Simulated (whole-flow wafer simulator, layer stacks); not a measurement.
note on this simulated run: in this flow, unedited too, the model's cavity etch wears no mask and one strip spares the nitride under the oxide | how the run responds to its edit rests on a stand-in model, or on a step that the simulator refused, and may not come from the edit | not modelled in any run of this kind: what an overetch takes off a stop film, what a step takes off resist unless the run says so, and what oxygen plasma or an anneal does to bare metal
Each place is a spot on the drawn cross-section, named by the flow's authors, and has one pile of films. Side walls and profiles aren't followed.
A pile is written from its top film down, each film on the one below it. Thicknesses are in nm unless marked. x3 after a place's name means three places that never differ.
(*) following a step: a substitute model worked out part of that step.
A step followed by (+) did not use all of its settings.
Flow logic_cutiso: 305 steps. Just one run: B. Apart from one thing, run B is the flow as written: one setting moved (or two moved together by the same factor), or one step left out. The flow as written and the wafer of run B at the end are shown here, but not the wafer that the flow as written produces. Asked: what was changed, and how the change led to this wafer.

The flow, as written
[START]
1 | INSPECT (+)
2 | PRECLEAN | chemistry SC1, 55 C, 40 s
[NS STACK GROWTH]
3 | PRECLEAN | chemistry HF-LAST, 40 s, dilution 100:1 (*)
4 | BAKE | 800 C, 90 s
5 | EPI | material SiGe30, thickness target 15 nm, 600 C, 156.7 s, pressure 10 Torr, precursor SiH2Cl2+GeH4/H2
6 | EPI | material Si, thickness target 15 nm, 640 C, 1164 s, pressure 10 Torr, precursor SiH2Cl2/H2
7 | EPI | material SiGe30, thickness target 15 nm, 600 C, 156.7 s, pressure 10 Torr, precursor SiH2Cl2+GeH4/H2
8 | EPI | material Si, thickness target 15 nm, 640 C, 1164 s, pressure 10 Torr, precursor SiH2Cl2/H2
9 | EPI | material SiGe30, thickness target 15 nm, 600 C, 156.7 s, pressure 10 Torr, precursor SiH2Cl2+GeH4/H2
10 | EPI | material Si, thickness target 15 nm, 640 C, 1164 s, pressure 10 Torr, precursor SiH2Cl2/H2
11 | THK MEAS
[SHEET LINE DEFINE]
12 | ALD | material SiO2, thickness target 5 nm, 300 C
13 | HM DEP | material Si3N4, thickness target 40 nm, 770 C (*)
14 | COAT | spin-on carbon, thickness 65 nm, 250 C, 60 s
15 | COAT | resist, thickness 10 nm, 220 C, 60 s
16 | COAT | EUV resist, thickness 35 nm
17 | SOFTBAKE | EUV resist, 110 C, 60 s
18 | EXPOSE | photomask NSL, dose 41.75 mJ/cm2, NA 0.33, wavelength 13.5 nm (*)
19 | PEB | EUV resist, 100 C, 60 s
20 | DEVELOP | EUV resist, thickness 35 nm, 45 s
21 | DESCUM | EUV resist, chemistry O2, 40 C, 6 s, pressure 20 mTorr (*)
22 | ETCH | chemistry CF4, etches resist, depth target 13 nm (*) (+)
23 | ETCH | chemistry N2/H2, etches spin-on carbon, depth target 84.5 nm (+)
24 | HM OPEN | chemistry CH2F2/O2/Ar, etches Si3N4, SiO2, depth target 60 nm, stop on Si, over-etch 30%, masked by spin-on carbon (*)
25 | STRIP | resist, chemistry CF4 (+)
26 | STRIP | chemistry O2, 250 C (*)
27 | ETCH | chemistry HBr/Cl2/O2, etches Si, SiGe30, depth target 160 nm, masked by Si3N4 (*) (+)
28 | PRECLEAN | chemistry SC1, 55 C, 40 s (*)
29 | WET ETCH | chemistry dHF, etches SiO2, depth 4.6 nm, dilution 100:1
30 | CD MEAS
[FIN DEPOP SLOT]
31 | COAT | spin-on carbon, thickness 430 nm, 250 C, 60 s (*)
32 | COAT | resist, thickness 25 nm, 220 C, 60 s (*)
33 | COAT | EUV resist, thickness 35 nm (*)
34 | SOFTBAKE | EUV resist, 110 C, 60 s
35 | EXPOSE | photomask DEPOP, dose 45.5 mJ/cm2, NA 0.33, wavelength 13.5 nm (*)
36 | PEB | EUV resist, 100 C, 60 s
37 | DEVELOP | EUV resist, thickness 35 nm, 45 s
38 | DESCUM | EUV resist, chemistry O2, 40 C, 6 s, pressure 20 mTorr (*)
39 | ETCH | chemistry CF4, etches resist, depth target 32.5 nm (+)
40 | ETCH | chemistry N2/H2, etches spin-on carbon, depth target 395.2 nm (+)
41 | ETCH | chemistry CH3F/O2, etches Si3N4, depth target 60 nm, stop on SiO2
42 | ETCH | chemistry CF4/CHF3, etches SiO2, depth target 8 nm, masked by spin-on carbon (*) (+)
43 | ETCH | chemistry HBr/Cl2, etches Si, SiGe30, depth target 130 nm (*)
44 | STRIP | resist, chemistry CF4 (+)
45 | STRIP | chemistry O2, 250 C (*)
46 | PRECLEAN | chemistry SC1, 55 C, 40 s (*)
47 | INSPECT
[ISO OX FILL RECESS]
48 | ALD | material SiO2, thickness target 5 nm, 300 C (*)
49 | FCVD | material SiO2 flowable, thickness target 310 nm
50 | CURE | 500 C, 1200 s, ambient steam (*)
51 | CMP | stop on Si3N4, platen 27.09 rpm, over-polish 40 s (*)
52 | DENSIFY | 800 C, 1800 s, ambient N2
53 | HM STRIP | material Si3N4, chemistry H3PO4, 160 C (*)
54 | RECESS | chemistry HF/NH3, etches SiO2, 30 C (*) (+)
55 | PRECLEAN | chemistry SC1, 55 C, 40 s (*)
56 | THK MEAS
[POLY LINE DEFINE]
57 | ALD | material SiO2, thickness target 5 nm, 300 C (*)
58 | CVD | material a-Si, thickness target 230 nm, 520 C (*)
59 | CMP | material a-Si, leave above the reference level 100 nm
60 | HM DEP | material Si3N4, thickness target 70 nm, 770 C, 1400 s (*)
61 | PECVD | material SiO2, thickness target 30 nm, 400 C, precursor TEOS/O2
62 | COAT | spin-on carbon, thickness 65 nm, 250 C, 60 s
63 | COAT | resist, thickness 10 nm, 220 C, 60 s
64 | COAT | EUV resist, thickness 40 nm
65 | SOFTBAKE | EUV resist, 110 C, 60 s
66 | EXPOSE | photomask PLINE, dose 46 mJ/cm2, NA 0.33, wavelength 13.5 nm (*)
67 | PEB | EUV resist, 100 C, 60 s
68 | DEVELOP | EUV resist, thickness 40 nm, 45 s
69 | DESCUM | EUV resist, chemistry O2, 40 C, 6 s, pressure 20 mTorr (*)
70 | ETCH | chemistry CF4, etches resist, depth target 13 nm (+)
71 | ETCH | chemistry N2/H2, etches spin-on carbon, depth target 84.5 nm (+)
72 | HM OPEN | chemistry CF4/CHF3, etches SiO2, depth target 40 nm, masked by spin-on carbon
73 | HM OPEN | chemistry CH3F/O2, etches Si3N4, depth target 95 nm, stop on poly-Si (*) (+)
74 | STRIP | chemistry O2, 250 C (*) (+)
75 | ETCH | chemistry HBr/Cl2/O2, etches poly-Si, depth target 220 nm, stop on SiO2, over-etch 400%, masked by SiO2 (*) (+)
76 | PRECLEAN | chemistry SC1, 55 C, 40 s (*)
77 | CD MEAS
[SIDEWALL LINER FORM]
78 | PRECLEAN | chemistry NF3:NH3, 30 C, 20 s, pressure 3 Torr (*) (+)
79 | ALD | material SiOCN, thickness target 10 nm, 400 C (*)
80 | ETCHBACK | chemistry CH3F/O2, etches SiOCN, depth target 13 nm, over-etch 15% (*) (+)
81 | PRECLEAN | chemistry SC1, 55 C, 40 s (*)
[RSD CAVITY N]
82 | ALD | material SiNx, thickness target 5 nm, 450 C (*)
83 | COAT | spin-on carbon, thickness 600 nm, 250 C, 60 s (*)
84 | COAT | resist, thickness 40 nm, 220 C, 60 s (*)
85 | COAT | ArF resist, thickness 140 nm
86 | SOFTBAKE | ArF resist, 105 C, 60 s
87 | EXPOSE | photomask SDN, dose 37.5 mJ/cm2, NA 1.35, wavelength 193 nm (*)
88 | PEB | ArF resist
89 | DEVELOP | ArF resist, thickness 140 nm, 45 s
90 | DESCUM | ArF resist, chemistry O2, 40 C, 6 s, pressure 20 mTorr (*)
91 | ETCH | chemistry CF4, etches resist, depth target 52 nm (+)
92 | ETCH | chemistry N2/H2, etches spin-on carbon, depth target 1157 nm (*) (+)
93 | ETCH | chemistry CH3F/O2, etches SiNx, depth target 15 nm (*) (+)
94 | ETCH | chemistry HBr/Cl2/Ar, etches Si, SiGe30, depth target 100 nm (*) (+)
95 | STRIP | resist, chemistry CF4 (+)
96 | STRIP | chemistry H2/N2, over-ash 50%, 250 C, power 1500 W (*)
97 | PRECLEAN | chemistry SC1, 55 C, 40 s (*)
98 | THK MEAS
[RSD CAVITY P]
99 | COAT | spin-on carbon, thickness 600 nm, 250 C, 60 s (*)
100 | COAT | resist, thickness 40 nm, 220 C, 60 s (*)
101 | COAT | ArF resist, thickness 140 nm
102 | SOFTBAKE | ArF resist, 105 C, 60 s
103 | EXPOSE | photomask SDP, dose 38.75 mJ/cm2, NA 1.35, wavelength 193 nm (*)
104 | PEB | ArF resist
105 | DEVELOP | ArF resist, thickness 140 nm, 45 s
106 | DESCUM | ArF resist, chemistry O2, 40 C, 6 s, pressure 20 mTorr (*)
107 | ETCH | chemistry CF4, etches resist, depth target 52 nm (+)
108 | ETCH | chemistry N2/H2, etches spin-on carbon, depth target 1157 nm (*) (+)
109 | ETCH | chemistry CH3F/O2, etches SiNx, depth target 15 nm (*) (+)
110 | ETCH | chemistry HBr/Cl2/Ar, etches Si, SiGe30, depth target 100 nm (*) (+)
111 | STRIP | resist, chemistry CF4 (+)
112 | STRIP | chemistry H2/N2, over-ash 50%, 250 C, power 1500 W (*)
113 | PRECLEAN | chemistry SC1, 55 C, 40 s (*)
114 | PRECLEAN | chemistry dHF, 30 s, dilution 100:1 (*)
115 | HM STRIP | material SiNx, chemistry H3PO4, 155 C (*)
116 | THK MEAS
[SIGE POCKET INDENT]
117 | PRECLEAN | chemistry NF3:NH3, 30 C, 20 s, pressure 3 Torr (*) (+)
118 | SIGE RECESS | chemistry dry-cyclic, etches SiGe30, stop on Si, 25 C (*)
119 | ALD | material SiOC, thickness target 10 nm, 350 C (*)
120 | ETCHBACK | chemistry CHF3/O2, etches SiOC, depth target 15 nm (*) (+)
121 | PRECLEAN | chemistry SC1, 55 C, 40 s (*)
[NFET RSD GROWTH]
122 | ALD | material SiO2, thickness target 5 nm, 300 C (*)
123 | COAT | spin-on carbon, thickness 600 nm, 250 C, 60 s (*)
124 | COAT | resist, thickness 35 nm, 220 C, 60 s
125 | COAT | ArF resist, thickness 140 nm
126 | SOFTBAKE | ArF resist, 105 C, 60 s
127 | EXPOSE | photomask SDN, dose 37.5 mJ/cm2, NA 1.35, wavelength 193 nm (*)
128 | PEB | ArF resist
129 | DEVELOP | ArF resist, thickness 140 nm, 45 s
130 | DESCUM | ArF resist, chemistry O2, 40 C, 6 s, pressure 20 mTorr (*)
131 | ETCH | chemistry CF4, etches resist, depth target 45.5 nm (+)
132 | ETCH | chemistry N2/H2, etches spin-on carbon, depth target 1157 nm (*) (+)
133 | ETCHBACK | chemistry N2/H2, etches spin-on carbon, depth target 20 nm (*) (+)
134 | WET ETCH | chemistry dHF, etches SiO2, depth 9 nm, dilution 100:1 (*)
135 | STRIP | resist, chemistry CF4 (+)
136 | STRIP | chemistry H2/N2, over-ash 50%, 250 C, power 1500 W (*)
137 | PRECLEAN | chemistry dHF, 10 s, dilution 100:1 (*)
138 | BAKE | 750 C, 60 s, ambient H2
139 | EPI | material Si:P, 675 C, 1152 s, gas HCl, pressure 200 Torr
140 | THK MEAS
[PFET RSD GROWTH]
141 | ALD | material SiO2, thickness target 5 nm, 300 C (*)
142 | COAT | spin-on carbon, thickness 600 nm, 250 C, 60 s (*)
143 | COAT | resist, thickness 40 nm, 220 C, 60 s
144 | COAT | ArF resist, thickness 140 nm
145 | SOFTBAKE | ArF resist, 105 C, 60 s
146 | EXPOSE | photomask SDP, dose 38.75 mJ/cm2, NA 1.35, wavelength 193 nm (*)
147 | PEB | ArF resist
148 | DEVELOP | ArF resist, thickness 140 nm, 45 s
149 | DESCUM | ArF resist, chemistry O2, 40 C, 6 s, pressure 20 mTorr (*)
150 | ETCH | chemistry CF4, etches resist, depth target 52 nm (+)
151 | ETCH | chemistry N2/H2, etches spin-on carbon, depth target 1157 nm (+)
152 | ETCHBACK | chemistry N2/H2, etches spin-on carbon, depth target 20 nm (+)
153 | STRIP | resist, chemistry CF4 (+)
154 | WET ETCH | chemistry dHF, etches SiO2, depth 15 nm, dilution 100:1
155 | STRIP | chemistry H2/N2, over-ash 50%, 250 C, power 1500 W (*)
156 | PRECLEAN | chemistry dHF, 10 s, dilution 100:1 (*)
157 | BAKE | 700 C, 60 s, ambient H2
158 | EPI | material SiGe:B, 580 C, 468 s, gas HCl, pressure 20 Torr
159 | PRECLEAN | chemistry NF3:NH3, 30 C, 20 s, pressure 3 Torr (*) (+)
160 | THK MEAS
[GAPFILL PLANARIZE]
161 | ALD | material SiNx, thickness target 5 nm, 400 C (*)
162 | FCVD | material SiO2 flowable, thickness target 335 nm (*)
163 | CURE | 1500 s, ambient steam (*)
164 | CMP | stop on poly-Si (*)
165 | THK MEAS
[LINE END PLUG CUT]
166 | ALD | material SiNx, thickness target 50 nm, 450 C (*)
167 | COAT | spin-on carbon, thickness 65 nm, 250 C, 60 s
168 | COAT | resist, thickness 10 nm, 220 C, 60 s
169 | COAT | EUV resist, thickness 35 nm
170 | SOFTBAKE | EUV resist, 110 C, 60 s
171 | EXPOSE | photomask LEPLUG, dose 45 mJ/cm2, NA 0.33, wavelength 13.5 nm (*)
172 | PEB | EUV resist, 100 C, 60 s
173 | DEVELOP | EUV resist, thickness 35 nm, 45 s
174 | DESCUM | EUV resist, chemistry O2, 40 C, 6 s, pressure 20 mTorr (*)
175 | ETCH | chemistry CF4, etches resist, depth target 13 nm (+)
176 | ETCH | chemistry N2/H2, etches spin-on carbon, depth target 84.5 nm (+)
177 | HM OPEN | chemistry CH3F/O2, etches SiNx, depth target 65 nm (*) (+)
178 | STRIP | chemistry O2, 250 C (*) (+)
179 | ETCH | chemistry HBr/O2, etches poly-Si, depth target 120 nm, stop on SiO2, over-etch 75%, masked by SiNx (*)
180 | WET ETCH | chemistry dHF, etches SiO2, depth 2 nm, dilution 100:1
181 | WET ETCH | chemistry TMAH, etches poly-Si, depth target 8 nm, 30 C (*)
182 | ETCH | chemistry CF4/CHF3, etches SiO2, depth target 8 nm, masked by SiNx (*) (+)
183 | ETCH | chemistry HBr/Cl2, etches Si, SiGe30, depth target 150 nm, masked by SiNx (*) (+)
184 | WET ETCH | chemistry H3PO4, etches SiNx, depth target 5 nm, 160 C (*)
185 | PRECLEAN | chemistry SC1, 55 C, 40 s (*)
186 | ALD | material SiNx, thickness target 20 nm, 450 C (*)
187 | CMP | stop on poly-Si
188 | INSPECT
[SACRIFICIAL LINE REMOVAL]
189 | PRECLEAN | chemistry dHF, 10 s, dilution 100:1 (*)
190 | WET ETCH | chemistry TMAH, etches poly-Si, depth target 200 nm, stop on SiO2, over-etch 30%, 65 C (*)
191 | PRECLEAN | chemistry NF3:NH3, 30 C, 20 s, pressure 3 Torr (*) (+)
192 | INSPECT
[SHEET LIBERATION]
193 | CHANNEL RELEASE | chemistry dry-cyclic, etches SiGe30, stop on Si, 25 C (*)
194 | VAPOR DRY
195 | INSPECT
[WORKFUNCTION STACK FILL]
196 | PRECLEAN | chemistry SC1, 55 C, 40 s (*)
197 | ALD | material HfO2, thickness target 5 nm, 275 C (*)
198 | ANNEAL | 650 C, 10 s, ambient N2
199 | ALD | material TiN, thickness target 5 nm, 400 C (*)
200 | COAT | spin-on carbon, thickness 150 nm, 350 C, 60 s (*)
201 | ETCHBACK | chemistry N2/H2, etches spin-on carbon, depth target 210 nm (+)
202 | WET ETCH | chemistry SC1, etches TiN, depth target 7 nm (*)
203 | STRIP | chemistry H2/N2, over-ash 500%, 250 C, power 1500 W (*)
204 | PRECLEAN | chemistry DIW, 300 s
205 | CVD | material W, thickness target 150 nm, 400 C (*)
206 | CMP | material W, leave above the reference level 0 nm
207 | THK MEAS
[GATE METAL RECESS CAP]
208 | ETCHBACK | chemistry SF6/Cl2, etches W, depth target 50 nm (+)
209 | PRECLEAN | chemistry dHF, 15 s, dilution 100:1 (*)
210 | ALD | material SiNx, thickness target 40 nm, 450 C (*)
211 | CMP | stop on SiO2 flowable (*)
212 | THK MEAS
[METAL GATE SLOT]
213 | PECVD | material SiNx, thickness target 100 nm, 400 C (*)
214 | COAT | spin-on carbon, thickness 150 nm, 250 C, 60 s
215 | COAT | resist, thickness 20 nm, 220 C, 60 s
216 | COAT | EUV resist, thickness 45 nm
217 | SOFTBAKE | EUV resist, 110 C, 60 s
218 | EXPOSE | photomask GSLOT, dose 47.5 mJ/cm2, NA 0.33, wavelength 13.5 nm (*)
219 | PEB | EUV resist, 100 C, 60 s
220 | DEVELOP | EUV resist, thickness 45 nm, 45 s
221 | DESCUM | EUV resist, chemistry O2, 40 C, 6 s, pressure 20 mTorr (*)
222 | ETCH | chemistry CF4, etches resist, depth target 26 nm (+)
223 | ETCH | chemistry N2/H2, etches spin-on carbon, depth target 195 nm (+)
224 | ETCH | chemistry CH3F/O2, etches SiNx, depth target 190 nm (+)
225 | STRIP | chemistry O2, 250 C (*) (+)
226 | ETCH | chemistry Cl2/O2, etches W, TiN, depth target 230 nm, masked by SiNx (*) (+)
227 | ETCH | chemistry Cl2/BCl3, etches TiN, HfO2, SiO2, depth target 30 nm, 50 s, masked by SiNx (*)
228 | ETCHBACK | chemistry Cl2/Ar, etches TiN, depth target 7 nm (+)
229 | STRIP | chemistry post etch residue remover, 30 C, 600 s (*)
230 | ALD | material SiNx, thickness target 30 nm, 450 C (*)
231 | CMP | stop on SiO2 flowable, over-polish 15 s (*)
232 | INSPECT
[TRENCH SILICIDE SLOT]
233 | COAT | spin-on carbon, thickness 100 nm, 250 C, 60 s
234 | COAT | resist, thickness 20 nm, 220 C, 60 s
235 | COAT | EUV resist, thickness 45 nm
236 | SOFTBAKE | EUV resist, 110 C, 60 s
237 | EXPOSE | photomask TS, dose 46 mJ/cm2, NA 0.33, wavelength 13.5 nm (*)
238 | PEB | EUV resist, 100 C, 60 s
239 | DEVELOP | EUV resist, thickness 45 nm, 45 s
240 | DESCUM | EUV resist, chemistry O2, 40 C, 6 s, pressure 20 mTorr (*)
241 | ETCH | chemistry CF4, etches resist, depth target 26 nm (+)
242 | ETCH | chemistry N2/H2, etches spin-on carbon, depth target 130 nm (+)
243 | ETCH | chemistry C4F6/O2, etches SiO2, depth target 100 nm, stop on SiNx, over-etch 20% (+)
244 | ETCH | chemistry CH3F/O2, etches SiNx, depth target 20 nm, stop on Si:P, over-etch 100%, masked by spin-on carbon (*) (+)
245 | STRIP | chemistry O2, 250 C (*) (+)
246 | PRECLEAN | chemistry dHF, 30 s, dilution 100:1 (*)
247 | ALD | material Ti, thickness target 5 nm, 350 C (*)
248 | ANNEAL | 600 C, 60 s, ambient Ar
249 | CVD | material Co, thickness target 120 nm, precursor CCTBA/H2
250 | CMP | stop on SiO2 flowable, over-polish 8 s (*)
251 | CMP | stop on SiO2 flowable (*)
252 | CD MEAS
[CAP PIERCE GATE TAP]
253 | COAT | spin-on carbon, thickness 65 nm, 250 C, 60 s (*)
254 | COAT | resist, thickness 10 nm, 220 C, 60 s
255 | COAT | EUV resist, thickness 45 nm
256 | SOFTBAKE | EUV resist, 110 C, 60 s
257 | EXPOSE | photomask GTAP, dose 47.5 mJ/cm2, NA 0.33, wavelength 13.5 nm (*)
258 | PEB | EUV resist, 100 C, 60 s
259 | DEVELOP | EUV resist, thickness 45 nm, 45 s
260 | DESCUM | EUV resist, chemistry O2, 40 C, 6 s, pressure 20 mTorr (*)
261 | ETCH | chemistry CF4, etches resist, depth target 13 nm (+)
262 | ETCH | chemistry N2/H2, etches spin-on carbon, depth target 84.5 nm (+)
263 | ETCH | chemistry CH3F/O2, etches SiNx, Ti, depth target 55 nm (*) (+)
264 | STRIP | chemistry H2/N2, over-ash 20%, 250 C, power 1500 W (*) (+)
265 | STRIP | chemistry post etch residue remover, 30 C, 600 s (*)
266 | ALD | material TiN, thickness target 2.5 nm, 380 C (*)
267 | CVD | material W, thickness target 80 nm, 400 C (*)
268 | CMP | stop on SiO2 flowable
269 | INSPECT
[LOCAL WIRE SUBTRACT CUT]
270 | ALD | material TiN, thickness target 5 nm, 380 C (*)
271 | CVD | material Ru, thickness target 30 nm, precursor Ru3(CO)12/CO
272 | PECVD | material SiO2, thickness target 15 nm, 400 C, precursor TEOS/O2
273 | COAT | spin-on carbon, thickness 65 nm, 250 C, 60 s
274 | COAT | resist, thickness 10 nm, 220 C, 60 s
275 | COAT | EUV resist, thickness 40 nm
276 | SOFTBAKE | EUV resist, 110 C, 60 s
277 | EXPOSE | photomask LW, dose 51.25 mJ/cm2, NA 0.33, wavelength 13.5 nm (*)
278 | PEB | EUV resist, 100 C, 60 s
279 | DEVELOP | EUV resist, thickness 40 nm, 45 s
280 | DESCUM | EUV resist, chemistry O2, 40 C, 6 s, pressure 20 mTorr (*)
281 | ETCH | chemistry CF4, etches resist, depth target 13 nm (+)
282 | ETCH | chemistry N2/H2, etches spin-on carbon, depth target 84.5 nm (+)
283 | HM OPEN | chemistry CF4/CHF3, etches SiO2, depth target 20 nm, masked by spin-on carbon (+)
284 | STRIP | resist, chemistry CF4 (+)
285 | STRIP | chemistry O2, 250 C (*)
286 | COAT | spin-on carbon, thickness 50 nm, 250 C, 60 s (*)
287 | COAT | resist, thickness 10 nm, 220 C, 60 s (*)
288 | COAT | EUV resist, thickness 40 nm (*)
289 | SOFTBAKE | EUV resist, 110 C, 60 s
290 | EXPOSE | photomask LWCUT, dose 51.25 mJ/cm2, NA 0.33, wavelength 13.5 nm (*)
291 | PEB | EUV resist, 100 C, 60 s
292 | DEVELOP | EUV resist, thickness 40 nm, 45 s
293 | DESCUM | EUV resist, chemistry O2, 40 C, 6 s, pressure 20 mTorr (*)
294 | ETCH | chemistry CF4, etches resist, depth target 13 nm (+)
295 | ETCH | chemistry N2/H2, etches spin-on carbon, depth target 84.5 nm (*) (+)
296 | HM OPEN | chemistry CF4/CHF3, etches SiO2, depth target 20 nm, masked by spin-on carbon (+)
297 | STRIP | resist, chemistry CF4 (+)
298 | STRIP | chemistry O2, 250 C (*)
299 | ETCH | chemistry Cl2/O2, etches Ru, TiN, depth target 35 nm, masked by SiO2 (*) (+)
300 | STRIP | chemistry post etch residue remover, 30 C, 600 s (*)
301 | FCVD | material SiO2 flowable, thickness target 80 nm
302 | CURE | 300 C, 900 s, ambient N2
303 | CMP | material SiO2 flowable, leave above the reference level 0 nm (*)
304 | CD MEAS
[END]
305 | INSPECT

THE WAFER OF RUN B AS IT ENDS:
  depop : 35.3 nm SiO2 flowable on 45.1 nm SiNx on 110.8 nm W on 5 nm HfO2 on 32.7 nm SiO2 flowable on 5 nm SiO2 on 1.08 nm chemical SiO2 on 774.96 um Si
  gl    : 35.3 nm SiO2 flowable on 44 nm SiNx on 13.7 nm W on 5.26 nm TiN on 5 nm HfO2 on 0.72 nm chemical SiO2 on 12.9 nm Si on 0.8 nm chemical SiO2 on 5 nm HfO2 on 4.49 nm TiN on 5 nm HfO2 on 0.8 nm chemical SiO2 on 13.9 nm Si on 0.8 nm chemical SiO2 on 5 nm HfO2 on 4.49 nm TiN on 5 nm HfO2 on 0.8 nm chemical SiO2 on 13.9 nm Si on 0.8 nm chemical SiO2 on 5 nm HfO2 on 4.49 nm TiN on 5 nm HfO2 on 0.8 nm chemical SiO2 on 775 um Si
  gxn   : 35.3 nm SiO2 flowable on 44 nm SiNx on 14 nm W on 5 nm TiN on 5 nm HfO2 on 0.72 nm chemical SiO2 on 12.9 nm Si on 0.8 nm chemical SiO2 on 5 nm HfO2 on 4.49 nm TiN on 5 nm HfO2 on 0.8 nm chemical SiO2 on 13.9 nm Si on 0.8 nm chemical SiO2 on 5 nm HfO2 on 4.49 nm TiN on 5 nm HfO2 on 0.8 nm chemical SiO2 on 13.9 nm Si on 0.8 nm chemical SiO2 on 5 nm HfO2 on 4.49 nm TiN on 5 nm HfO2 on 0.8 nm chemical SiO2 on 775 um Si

The reason: step 208, ETCHBACK: depth target 67.5 nm was run, while the flow as written has depth target 50 nm.

How this came from the change, step by step:
  208 | ETCHBACK | chemistry SF6/Cl2, etches W, depth target 50 nm (+)
      depop, dpovl, gfld and 9 more: W loses 67.5 (it would be, as written: W loses 50)
      iso, rsdn, rsdp, rsdw, rsdx: SiO2 flowable loses 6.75 (it would be, as written: SiO2 flowable loses 5)
      (and at 5 other places as well)
  210 | ALD | material SiNx, thickness target 40 nm, 450 C (*)
      gfld, gl, glp, gxf, gxn, gxp, tap: SiNx gains 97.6 (new film) (it would be, as written: SiNx gains 82.6 (new film))
      plug: SiNx gains 44.4 (it would be, as written: SiNx gains 42.5)
  211 | CMP | stop on SiO2 flowable (*)
      depop, dpovl, isow, ns, nsgap: nothing (it would be, as written: SiNx loses 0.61)
      lnr, lnri, lnrp, lnrt: SiNx loses 40 (all of it), SiOCN loses 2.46 (it would be, as written: SiNx loses 40 (all of it), SiOCN loses 3.22)
  224 | ETCH | chemistry CH3F/O2, etches SiNx, depth target 190 nm (+)
      gfld: SiNx loses 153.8 (all of it), W loses 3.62 (it would be, as written: SiNx loses 138.1 (all of it), W loses 5.19)
  226 | ETCH | chemistry Cl2/O2, etches W, TiN, depth target 230 nm, masked by SiNx (*) (+)
      depop, dpovl, gl and 18 more: SiNx loses 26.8 (it would be, as written: SiNx loses 30.8)
      gfld: W loses 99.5 (all of it), TiN loses 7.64 (all of it), HfO2 loses 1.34 (it would be, as written: W loses 115.4 (all of it), TiN loses 7.64 (all of it), HfO2 loses 1.54)
  231 | CMP | stop on SiO2 flowable, over-polish 15 s (*)
      gfld, gl, glp, gxf, gxn, gxp, plug, tap: SiNx loses 66.7 (it would be, as written: SiNx loses 62.7)
      depop, dpovl, isow, ns, nsgap: SiNx loses 51.5 (it would be, as written: SiNx loses 62.7)
      (and at 9 other places as well)
  243 | ETCH | chemistry C4F6/O2, etches SiO2, depth target 100 nm, stop on SiNx, over-etch 20% (+)
      rsdn, rsdp, rsdw: SiO2 flowable loses 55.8 (all of it) (it would be, as written: SiO2 flowable loses 57.5 (all of it))
  246 | PRECLEAN | chemistry dHF, 30 s, dilution 100:1 (*)
      depop, dpovl, isow, ns, nsgap: SiNx loses 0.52 (it would be, as written: SiNx loses 1.08)
  251 | CMP | stop on SiO2 flowable (*)
      rsdx: Ti loses 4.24 (it would be, as written: Ti loses 5 (all of it))
      gfld, gl, glp, gxf, gxn, gxp, tap: SiNx loses 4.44 (it would be, as written: SiNx loses 5)
      (and at 9 other places as well)
  263 | ETCH | chemistry CH3F/O2, etches SiNx, Ti, depth target 55 nm (*) (+)
      glp, lnrp, lnrt, plug, rsdn, rsdp, rsdw: resist loses 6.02 (all of it), spin-on carbon loses 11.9 (it would be, as written: resist loses 6.02 (all of it), spin-on carbon loses 6.48)
      depop, dpovl, gl, isow, ns, nsgap: resist loses 6.03 (all of it), spin-on carbon loses 11.8 (it would be, as written: resist loses 6.03 (all of it), spin-on carbon loses 6.46)
      (and at 9 other places as well)
  264 | STRIP | chemistry H2/N2, over-ash 20%, 250 C, power 1500 W (*) (+)
      gfld, gl, gxf, gxn, gxp, lnr, lnri, lnrp: spin-on carbon loses 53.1 (all of it) (it would be, as written: spin-on carbon loses 58.4 (all of it))
      glp, lnrt, plug, rsdn, rsdp, rsdw: spin-on carbon loses 53 (all of it) (it would be, as written: spin-on carbon loses 58.4 (all of it))
      (and at 7 other places as well)
  265 | STRIP | chemistry post etch residue remover, 30 C, 600 s (*)
      rsdx: Ti loses 0.76 (all of it) (it would be, as written: nothing)
      iso: Ti loses 1.17 (all of it) (it would be, as written: Ti loses 0.66 (all of it))
  267 | CVD | material W, thickness target 80 nm, 400 C (*)
      tap: W gains 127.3 (new film) (it would be, as written: W gains 111.4 (new film))
  268 | CMP | stop on SiO2 flowable
      depop, dpovl, gfld and 9 more: W loses 80.2 (all of it), TiN loses 2.5 (all of it), SiNx loses 1.54 (it would be, as written: W loses 80.2 (all of it), TiN loses 2.5 (all of it), SiNx loses 0.98)
      lnr, lnri, lnrp, lnrt: W loses 80 (all of it), TiN loses 2.5 (all of it), SiOCN loses 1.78 (it would be, as written: W loses 80 (all of it), TiN loses 2.5 (all of it), SiOCN loses 1.22)
      (and at 3 other places as well)
